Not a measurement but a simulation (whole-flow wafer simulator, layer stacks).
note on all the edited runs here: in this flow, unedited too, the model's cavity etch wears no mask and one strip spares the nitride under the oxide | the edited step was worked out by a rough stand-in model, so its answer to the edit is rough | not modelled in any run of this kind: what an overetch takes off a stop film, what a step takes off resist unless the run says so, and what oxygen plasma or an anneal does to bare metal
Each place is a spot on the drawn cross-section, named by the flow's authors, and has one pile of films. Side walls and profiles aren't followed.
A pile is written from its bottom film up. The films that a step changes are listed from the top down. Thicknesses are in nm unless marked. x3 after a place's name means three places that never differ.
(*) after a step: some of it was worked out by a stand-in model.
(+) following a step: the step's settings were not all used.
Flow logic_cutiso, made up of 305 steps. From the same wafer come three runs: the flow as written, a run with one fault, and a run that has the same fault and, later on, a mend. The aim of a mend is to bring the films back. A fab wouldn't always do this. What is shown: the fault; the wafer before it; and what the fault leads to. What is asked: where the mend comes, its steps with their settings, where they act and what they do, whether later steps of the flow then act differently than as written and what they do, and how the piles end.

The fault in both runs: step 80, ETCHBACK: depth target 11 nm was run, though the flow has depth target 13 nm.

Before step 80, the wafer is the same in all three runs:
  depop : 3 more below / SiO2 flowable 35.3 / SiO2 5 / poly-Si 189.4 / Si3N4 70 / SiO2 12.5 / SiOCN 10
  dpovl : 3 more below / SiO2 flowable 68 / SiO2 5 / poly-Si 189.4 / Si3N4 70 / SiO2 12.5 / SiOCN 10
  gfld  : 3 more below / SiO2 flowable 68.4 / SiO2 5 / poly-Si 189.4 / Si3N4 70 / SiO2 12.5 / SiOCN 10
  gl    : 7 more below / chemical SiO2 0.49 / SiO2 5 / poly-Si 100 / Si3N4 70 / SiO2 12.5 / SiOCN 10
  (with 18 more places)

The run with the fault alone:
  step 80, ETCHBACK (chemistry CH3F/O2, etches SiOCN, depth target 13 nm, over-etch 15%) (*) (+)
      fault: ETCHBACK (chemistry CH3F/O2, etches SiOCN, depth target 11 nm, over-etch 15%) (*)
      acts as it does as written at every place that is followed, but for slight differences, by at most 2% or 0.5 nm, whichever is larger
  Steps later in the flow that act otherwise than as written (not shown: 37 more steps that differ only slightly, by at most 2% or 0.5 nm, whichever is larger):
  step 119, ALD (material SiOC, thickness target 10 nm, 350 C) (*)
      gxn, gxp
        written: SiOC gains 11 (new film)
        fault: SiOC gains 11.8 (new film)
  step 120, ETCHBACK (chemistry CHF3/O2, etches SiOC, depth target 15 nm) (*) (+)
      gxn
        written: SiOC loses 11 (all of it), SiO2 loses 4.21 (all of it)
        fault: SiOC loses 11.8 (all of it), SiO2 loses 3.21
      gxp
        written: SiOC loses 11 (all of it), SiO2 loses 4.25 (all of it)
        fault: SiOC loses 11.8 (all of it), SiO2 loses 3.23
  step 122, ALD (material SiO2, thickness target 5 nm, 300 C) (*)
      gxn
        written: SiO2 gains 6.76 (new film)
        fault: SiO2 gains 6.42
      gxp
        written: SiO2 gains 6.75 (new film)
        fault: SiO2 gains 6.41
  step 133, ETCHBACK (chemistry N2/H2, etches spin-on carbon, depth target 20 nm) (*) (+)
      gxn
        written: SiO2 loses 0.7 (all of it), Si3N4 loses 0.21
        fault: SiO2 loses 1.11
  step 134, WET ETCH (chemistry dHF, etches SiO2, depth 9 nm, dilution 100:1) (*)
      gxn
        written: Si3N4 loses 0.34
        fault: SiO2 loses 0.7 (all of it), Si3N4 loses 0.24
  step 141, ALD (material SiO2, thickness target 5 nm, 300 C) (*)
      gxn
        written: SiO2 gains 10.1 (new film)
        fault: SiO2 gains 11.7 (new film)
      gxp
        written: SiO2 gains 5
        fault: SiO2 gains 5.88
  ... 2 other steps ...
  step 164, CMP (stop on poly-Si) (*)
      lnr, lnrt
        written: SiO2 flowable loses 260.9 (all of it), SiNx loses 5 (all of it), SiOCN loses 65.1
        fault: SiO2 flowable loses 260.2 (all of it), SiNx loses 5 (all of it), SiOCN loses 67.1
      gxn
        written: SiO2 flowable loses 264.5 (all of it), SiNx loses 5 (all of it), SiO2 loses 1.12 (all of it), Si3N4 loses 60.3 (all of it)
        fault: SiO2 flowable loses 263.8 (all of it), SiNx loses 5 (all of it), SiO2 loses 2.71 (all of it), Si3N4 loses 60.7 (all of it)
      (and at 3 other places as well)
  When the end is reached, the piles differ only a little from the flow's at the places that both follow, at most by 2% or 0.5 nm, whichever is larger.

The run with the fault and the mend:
  The mend stands after step 80.
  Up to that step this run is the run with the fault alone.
  step 80a, ETCHBACK (chemistry CH3F/O2, etches SiOCN, depth target 2 nm, over-etch 15%) (*) (+) (the flow's step 80, run once more with other settings)
      depop, dpovl, gfld and 10 more
        SiO2 loses 0.5
      lnr, lnri, lnrp, lnrt
        SiOCN loses 2
      rsdn, rsdp, rsdw, rsdx
        Si loses 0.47
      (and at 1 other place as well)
  None of the later steps of the flow acts differently than as written at any place that is followed.
  At every place that both follow, the piles at the end match the flow's.
